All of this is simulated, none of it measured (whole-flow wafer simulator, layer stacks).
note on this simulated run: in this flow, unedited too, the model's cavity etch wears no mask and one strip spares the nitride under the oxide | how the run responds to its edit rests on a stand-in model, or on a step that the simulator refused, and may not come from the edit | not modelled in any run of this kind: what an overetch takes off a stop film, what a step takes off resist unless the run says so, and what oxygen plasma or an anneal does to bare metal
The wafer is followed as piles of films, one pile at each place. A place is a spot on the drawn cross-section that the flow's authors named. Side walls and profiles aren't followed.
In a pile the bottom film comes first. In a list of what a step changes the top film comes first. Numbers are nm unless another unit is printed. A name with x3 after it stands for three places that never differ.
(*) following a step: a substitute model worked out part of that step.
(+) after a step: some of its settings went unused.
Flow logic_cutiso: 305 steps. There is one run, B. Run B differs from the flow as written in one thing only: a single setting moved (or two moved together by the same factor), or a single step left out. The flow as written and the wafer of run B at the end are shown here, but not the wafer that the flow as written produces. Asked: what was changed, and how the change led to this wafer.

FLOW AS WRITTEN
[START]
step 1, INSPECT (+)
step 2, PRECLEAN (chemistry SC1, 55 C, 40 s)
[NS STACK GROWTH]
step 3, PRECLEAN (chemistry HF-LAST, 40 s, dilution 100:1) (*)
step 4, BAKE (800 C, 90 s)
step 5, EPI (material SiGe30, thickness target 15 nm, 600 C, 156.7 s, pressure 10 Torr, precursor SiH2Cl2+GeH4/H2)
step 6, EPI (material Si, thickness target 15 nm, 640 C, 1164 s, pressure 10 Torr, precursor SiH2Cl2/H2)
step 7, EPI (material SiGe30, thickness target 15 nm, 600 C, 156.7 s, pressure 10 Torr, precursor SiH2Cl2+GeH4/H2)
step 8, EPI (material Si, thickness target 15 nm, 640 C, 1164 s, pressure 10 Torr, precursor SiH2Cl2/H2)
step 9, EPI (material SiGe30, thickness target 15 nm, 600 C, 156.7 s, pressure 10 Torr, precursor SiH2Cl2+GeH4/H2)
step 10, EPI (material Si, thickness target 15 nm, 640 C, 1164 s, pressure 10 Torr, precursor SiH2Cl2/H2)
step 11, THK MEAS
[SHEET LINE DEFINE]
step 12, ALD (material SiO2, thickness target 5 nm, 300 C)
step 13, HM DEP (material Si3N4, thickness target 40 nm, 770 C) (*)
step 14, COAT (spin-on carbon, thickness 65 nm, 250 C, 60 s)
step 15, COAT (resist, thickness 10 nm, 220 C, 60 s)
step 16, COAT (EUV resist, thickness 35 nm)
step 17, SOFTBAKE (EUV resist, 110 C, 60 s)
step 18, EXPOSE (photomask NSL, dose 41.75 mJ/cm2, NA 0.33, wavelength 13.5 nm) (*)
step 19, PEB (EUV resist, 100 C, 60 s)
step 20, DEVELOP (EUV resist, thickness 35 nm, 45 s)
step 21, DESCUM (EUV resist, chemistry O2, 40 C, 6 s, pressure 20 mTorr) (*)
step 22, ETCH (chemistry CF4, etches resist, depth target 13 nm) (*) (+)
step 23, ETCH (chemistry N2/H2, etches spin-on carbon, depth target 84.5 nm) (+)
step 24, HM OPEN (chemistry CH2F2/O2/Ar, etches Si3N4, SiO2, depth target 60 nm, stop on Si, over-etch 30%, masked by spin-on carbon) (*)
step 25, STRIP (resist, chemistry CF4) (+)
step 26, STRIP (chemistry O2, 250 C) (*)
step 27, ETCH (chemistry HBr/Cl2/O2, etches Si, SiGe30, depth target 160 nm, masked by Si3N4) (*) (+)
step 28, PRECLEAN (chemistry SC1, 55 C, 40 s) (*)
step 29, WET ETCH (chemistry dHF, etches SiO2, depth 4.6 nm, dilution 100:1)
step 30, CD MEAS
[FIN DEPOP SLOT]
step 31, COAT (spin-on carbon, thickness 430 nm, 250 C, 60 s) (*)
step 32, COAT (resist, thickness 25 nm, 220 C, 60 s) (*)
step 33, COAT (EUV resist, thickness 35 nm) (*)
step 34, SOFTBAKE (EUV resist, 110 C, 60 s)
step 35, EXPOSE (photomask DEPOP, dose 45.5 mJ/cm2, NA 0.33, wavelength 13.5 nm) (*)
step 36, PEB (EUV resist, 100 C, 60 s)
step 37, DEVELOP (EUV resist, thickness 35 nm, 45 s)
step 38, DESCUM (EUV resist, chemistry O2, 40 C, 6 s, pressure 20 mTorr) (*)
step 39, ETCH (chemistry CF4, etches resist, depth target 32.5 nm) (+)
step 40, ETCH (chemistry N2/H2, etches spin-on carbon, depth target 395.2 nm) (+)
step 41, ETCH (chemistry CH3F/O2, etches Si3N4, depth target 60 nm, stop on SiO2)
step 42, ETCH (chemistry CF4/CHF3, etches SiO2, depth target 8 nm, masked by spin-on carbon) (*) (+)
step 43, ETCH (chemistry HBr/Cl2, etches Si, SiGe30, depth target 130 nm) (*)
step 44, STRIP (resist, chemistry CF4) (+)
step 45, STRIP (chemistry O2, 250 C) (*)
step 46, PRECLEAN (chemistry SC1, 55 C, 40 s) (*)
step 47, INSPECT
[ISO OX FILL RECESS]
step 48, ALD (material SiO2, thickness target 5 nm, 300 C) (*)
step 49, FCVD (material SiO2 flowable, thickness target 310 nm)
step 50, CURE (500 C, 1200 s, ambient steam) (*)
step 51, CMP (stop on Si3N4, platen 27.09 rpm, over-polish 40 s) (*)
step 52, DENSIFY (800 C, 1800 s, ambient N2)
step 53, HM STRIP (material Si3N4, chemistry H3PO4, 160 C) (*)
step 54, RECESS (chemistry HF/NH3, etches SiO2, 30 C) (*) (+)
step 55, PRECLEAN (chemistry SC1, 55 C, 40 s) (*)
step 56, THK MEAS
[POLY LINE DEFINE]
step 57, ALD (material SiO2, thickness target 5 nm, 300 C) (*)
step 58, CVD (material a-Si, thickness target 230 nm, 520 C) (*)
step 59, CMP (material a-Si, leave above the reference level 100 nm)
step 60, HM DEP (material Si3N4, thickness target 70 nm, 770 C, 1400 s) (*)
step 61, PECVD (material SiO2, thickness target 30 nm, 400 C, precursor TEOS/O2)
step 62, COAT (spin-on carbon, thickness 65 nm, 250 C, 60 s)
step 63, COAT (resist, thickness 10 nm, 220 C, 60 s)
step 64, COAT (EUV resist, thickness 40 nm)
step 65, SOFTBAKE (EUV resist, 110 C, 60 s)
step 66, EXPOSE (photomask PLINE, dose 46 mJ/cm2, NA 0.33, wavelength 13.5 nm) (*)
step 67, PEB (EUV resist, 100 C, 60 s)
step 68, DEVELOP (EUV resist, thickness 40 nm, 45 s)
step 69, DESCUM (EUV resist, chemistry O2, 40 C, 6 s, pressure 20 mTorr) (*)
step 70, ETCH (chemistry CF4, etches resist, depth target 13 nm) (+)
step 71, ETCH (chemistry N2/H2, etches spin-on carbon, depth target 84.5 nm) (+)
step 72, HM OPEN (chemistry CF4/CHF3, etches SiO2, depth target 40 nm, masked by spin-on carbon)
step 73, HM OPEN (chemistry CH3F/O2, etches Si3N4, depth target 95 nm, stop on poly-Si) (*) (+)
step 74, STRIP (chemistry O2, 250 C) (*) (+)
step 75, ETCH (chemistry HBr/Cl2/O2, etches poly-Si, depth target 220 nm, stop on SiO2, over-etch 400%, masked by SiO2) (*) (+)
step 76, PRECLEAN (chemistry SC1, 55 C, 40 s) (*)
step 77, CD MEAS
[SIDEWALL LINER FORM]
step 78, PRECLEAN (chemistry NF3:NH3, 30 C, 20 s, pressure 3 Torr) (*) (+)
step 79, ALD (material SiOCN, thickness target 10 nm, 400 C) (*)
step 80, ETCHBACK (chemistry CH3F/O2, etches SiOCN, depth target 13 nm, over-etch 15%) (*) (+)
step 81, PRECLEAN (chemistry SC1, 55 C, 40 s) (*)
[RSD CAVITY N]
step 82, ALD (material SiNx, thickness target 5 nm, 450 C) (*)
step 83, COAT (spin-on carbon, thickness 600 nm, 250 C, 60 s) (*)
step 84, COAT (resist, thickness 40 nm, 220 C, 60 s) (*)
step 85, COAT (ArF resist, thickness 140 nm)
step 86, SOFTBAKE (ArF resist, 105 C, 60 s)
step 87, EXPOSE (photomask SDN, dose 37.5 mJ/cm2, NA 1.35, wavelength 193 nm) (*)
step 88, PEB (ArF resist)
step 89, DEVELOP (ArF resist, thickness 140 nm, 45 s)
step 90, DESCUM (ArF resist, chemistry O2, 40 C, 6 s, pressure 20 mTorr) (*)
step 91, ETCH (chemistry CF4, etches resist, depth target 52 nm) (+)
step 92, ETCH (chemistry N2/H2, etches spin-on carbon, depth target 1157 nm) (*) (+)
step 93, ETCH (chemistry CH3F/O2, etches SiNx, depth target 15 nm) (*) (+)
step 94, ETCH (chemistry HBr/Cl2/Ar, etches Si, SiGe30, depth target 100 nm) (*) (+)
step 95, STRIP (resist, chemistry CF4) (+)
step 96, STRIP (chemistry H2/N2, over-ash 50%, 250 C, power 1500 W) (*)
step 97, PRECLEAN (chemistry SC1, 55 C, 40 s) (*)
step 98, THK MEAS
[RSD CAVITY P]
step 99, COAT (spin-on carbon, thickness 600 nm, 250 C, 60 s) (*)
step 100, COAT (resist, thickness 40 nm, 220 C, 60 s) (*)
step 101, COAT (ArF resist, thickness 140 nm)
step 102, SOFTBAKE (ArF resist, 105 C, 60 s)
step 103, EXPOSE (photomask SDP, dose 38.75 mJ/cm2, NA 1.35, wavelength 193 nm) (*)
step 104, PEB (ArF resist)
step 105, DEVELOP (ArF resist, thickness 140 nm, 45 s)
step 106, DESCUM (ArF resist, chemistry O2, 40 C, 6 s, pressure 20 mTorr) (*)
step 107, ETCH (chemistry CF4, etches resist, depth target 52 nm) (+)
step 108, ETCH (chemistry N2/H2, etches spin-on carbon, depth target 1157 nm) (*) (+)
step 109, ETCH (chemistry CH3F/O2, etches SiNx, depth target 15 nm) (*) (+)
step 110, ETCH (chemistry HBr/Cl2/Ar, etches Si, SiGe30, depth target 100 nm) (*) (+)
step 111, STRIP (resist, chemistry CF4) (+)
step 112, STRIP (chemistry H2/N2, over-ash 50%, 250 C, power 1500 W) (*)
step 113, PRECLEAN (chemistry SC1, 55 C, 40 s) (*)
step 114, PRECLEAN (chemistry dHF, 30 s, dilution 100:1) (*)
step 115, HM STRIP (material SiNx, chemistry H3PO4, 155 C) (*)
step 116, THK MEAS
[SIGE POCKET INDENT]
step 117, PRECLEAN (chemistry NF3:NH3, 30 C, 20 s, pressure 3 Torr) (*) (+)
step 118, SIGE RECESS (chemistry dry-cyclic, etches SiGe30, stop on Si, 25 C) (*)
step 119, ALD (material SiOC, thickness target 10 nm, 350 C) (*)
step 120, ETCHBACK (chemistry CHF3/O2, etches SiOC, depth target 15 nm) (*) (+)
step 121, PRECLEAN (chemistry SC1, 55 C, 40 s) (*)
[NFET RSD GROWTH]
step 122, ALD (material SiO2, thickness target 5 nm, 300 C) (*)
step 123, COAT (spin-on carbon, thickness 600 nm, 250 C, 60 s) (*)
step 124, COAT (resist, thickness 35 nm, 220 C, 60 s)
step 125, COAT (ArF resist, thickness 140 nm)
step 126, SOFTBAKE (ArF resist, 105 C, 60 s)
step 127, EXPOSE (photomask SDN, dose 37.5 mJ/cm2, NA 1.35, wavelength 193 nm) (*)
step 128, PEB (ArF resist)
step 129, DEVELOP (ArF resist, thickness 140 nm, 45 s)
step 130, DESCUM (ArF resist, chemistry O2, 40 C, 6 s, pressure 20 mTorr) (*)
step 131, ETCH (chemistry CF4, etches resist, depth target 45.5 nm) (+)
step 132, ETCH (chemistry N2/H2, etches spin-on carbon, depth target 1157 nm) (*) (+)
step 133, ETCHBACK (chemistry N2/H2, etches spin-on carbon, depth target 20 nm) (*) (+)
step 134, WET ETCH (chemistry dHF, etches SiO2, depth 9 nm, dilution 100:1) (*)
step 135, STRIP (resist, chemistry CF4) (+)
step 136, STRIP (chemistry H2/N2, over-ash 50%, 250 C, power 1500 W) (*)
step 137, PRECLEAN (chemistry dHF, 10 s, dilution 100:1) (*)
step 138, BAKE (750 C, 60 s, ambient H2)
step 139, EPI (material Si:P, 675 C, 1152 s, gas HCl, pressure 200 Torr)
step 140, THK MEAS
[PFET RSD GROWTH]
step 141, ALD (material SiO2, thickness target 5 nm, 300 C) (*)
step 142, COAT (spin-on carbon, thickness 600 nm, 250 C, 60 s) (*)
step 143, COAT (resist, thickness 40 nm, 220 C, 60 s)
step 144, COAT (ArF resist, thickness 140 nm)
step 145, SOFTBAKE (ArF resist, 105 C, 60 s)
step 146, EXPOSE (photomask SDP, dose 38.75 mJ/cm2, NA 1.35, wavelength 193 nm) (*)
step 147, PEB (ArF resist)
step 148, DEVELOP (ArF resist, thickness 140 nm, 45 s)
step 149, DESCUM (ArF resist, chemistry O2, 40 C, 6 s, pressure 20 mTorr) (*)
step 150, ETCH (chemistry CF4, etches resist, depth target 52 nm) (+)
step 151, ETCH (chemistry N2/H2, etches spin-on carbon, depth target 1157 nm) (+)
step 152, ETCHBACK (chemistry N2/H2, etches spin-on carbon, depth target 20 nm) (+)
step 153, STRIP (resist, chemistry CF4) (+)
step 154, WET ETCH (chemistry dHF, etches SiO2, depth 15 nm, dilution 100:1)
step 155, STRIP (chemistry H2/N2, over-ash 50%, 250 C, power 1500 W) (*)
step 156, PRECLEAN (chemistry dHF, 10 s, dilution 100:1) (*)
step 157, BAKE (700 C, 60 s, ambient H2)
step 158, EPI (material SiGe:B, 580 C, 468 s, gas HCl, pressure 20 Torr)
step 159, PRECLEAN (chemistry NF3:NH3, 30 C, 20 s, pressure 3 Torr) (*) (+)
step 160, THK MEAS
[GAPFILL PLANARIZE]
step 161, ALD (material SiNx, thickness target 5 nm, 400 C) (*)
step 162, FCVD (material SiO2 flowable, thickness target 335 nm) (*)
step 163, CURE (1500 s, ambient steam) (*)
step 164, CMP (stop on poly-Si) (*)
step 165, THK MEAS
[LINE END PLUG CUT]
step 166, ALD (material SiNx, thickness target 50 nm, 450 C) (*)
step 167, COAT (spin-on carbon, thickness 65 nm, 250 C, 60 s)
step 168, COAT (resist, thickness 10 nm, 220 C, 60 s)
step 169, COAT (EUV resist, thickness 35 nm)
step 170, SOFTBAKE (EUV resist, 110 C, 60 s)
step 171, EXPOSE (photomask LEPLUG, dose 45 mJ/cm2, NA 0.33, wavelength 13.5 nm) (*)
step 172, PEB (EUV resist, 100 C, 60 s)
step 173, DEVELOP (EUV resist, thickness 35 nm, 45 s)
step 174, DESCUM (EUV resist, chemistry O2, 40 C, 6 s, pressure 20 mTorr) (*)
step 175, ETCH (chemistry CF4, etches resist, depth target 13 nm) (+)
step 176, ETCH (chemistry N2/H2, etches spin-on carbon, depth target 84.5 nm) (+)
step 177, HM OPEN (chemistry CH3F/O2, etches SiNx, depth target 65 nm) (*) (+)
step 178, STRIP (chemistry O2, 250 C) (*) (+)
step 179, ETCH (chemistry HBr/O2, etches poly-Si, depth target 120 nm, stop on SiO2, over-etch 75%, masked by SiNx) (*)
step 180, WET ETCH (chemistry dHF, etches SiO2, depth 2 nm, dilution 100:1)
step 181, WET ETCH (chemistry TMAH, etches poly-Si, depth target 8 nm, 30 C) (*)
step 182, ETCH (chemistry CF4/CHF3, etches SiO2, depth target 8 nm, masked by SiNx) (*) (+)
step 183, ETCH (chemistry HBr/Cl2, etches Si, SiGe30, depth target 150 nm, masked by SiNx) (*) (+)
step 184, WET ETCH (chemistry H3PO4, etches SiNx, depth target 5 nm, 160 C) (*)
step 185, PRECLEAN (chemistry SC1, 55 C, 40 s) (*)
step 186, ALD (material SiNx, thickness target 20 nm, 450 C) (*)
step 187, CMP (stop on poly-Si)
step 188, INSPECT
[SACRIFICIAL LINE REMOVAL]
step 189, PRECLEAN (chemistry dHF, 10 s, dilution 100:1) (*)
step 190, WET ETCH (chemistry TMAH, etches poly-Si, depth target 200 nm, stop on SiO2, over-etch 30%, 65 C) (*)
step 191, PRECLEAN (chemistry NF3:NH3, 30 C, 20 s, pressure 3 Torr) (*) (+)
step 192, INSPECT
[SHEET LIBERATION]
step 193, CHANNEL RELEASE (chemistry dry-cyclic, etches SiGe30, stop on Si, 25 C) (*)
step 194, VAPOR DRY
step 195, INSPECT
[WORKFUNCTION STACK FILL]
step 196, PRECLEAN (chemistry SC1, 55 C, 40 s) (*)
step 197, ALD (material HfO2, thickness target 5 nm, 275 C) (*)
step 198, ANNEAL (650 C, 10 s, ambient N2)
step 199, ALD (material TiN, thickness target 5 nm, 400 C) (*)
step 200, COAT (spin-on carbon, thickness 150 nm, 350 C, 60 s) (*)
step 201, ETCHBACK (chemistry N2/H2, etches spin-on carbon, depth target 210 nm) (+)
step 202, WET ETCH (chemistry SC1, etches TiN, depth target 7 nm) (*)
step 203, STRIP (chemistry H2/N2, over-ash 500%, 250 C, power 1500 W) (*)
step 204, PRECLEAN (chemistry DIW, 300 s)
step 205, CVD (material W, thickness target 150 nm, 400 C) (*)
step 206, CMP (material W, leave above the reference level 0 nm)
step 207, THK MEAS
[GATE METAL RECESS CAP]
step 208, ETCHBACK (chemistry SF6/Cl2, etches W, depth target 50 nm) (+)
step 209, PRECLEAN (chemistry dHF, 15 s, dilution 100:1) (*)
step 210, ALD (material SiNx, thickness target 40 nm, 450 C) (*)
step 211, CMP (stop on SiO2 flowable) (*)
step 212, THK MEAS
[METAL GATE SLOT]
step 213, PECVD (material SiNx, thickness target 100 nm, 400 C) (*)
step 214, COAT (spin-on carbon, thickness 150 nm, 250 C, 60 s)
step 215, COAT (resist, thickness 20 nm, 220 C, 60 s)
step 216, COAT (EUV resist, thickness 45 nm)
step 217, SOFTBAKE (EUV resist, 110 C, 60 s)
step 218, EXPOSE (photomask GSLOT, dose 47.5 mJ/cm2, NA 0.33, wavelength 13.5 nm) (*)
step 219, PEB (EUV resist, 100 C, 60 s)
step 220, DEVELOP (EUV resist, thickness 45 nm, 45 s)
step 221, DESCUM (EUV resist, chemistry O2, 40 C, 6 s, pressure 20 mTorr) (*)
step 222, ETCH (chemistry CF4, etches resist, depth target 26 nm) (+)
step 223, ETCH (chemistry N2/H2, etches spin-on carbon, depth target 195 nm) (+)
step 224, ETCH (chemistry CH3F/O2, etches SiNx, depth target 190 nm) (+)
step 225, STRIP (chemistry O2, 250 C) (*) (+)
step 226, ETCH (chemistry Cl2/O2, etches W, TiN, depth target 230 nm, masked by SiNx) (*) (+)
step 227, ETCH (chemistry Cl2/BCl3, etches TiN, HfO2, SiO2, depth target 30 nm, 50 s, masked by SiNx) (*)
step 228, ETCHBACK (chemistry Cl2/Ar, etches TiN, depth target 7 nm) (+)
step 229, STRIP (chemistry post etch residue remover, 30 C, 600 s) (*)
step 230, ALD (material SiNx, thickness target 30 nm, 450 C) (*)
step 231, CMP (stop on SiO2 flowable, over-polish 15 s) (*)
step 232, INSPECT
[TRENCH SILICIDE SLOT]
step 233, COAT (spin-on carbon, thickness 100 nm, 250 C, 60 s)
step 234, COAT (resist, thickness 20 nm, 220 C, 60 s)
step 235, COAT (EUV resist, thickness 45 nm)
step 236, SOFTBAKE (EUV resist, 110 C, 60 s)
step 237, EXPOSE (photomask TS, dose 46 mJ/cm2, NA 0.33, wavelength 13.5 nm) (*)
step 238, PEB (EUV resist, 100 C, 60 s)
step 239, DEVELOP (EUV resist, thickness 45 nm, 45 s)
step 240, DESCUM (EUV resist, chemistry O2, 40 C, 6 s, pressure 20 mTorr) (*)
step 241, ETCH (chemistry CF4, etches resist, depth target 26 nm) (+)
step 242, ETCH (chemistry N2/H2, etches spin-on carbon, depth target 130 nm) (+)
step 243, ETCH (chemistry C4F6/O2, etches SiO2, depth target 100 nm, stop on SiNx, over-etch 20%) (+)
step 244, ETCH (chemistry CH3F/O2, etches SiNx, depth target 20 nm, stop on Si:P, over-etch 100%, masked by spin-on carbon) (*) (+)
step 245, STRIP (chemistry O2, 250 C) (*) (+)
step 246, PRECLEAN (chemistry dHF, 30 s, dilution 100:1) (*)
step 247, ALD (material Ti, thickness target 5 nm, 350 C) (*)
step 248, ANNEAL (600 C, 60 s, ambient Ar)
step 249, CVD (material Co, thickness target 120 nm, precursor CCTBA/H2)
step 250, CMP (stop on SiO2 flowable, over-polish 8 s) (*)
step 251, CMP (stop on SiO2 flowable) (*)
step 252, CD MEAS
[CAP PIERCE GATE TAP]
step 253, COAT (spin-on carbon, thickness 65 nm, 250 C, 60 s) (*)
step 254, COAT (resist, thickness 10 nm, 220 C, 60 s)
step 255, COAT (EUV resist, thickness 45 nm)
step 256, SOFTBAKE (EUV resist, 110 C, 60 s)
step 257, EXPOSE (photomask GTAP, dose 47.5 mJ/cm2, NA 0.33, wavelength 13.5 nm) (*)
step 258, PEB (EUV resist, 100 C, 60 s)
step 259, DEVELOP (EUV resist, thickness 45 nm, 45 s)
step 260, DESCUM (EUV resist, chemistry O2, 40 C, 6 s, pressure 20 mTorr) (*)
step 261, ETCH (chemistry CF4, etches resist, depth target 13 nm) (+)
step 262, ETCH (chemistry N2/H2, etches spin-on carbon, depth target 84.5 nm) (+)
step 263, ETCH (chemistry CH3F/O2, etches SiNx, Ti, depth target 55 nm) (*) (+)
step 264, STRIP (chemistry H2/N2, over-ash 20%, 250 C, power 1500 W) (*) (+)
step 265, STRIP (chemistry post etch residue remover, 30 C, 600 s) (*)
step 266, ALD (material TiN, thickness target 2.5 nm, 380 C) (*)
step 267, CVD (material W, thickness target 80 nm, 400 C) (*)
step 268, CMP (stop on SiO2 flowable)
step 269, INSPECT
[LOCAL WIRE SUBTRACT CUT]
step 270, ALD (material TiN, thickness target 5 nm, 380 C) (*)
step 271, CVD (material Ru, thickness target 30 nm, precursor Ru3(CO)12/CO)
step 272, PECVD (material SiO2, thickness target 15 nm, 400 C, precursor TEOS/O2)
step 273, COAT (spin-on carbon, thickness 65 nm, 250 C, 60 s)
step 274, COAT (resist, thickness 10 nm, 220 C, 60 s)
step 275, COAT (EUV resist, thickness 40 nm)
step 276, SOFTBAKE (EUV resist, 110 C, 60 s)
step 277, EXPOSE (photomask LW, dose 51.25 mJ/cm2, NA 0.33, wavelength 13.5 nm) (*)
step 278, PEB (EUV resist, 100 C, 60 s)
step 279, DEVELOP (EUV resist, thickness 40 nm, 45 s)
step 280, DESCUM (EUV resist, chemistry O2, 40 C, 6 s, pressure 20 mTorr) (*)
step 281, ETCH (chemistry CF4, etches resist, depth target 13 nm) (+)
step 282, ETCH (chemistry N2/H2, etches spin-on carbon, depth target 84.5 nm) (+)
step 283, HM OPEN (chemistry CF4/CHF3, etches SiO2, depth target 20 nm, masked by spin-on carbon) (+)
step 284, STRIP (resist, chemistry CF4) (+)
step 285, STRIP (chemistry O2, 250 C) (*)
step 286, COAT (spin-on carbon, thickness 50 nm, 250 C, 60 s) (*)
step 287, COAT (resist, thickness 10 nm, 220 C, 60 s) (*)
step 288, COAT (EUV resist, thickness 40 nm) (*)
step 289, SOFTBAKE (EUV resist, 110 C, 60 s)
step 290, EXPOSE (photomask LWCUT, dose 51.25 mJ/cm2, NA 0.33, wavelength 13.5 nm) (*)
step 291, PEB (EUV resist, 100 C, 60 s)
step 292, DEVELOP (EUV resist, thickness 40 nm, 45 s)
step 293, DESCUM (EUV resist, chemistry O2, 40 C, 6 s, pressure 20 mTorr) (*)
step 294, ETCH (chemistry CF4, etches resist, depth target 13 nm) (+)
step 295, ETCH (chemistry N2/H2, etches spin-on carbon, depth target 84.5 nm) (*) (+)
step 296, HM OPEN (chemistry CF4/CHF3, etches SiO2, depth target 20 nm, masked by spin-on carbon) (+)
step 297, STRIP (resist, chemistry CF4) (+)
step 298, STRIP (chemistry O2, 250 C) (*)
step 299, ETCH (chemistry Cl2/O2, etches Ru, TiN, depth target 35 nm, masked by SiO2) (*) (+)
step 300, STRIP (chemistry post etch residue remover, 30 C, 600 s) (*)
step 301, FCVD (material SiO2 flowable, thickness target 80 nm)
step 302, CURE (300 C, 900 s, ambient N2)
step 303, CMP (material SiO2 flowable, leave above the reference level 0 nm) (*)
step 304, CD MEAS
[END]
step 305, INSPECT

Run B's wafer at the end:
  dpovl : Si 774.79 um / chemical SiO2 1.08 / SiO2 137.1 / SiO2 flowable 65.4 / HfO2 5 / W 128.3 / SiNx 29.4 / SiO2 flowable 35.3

The reason: step 40, ETCH: depth target 553.3 nm was run, whereas the flow has depth target 395.2 nm.

How this came from the change, step by step:
  step 40, ETCH (chemistry N2/H2, etches spin-on carbon, depth target 395.2 nm) (+)
      dpovl: -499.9 spin-on carbon (all of it) (in the flow as written it would be: -395.2 spin-on carbon)
      gfld, gl, glp and 17 more: -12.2 EUV resist (all of it), -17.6 resist (in the flow as written it would be: -12.2 EUV resist (all of it), -13.9 resist)
      (and at 1 other place as well)
  step 41, ETCH (chemistry CH3F/O2, etches Si3N4, depth target 60 nm, stop on SiO2)
      dpovl: -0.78 Si (in the flow as written it would be: -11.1 spin-on carbon)
      depop: -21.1 Si3N4 (all of it), -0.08 SiO2 (in the flow as written it would be: -22.2 Si3N4 (all of it), -0.08 SiO2)
  step 42, ETCH (chemistry CF4/CHF3, etches SiO2, depth target 8 nm, masked by spin-on carbon) (*) (+)
      dpovl: -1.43 Si (in the flow as written it would be: -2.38 spin-on carbon)
      gfld: -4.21 resist (all of it), -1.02 spin-on carbon (in the flow as written it would be: -7.38 resist)
      (and at 19 other places as well)
  step 43, ETCH (chemistry HBr/Cl2, etches Si, SiGe30, depth target 130 nm) (*)
      dpovl: -130 Si (in the flow as written it would be: -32 spin-on carbon)
  step 45, STRIP (chemistry O2, 250 C) (*)
      dpovl: +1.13 chemical SiO2 (new film), -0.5 Si (in the flow as written it would be: +0.82 chemical SiO2 (new film), -59.3 spin-on carbon (all of it), -0.36 Si)
  step 48, ALD (material SiO2, thickness target 5 nm, 300 C) (*)
      dpovl: +137.1 SiO2 (new film) (in the flow as written it would be: +5 SiO2 (new film))
  step 52, DENSIFY (800 C, 1800 s, ambient N2)
      nsgap: -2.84 SiO2 flowable (in the flow as written it would be: -2.13 SiO2 flowable)
